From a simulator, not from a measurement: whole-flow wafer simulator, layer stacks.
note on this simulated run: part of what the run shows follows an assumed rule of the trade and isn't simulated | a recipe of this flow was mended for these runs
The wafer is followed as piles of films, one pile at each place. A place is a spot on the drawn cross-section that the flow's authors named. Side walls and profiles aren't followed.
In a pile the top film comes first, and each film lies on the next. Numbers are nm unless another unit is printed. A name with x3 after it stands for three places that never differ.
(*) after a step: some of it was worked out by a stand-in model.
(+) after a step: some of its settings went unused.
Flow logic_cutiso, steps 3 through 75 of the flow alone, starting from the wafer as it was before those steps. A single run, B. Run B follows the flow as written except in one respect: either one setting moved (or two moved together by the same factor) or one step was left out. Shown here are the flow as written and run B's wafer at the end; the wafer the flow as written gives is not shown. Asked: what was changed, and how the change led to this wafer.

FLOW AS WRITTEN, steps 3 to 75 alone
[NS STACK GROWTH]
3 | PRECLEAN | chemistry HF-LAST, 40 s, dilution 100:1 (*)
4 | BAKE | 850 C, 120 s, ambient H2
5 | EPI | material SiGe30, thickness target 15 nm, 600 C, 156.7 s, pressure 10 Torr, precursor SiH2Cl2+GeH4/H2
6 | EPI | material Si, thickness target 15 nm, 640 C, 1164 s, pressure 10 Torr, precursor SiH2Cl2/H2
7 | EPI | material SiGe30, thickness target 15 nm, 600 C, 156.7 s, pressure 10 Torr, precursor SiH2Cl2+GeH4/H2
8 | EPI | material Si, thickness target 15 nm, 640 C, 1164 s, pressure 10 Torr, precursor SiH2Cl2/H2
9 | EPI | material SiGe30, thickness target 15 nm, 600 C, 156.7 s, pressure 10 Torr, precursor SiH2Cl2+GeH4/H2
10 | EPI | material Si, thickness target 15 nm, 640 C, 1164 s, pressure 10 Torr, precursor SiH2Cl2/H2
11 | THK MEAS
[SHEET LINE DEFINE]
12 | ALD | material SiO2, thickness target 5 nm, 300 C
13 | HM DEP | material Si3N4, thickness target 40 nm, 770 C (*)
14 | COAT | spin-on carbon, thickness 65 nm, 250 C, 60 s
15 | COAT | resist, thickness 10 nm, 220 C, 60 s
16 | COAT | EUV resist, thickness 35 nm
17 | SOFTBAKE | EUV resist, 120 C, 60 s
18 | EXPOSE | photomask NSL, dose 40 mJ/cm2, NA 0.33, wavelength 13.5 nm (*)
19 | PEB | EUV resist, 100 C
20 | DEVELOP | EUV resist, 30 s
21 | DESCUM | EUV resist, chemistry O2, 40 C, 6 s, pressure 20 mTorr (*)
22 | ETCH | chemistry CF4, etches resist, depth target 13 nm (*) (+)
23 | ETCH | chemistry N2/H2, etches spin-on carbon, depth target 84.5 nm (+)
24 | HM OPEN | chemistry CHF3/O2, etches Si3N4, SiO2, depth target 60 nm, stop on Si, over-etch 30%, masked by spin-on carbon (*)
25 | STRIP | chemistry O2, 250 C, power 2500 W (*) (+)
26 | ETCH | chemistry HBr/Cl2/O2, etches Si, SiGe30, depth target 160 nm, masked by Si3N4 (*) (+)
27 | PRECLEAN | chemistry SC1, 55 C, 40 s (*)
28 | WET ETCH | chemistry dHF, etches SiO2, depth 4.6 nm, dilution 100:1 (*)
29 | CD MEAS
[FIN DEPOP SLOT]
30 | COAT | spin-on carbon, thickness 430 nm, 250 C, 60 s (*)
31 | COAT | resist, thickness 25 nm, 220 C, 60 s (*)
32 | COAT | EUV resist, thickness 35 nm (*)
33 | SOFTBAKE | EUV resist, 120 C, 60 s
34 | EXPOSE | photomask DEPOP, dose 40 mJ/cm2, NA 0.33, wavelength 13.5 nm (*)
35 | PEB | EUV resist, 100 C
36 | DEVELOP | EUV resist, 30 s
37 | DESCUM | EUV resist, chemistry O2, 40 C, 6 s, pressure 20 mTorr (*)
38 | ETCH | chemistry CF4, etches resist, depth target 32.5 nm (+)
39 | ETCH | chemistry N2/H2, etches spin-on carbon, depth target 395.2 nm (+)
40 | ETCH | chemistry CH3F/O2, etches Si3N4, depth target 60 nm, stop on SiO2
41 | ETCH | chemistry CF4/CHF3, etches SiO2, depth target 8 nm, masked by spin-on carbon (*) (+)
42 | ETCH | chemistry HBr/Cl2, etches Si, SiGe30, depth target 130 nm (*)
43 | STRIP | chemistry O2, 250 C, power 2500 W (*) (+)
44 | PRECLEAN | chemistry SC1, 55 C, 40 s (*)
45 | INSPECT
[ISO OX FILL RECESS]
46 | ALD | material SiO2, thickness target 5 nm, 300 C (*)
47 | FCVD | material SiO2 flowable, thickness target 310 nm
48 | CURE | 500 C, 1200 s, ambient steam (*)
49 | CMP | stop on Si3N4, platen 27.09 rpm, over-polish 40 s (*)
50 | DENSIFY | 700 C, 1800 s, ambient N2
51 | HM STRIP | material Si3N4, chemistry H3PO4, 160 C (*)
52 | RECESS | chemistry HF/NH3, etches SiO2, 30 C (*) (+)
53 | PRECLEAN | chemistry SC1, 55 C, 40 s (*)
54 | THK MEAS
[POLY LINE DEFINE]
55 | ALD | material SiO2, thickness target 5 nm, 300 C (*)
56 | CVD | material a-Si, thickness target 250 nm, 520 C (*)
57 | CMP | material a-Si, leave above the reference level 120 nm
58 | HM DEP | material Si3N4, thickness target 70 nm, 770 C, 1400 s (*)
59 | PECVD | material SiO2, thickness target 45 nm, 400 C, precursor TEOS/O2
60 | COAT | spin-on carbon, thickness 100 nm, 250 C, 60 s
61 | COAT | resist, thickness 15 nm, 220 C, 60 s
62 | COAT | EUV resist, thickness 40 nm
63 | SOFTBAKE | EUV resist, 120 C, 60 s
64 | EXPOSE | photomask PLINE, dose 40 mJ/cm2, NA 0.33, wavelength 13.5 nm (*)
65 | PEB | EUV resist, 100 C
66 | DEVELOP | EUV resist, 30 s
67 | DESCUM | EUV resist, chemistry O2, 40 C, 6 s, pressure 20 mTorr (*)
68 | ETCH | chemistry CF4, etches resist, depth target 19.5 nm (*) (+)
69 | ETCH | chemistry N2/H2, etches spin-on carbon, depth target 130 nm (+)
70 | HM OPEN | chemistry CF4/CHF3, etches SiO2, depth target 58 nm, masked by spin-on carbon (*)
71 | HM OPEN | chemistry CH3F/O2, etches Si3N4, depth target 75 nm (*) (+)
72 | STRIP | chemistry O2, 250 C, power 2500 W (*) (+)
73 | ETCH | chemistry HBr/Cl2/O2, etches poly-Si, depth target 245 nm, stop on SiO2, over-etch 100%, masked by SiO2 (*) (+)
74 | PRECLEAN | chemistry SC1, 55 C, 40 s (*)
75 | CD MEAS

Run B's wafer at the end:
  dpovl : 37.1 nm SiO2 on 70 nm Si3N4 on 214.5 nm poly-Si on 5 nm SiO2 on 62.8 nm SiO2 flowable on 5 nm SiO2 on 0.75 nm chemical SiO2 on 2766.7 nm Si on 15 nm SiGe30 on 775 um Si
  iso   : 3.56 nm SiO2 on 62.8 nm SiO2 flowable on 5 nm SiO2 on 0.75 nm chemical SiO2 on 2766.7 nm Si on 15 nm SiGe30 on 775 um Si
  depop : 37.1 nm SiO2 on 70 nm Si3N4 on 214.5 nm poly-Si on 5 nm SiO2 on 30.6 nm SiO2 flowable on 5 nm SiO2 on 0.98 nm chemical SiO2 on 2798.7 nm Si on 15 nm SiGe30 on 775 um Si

Cause: step 6, EPI: 832 C was run, whereas the flow has 640 C.

How this came from the change, step by step:
  6 | EPI | material Si, thickness target 15 nm, 640 C, 1164 s, pressure 10 Torr, precursor SiH2Cl2/H2
      depop, dpovl, gfld and 19 more: Si gains 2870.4 (new film) (as written it would have been: Si gains 15 (new film))
  26 | ETCH | chemistry HBr/Cl2/O2, etches Si, SiGe30, depth target 160 nm, masked by Si3N4 (*) (+)
      dpovl, gfld, gxf, iso, isow, lnri, nsgap: chemical SiO2 loses 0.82 (all of it), Si loses 12 (all of it), SiGe30 loses 15 (all of it), Si loses 15 (all of it), SiGe30 loses 15 (all of it), Si loses 103 (as written it would have been: chemical SiO2 loses 0.82 (all of it), Si loses 12 (all of it), SiGe30 loses 15 (all of it), Si loses 15 (all of it), SiGe30 loses 15 (all of it), Si loses 15 (all of it), SiGe30 loses 15 (all of it), Si loses 73)
  42 | ETCH | chemistry HBr/Cl2, etches Si, SiGe30, depth target 130 nm (*)
      depop: Si loses 13.8 (all of it), SiGe30 loses 15 (all of it), Si loses 15 (all of it), SiGe30 loses 15 (all of it), Si loses 71.2 (as written it would have been: Si loses 13.8 (all of it), SiGe30 loses 15 (all of it), Si loses 15 (all of it), SiGe30 loses 15 (all of it), Si loses 15 (all of it), SiGe30 loses 15 (all of it), Si loses 41.2)
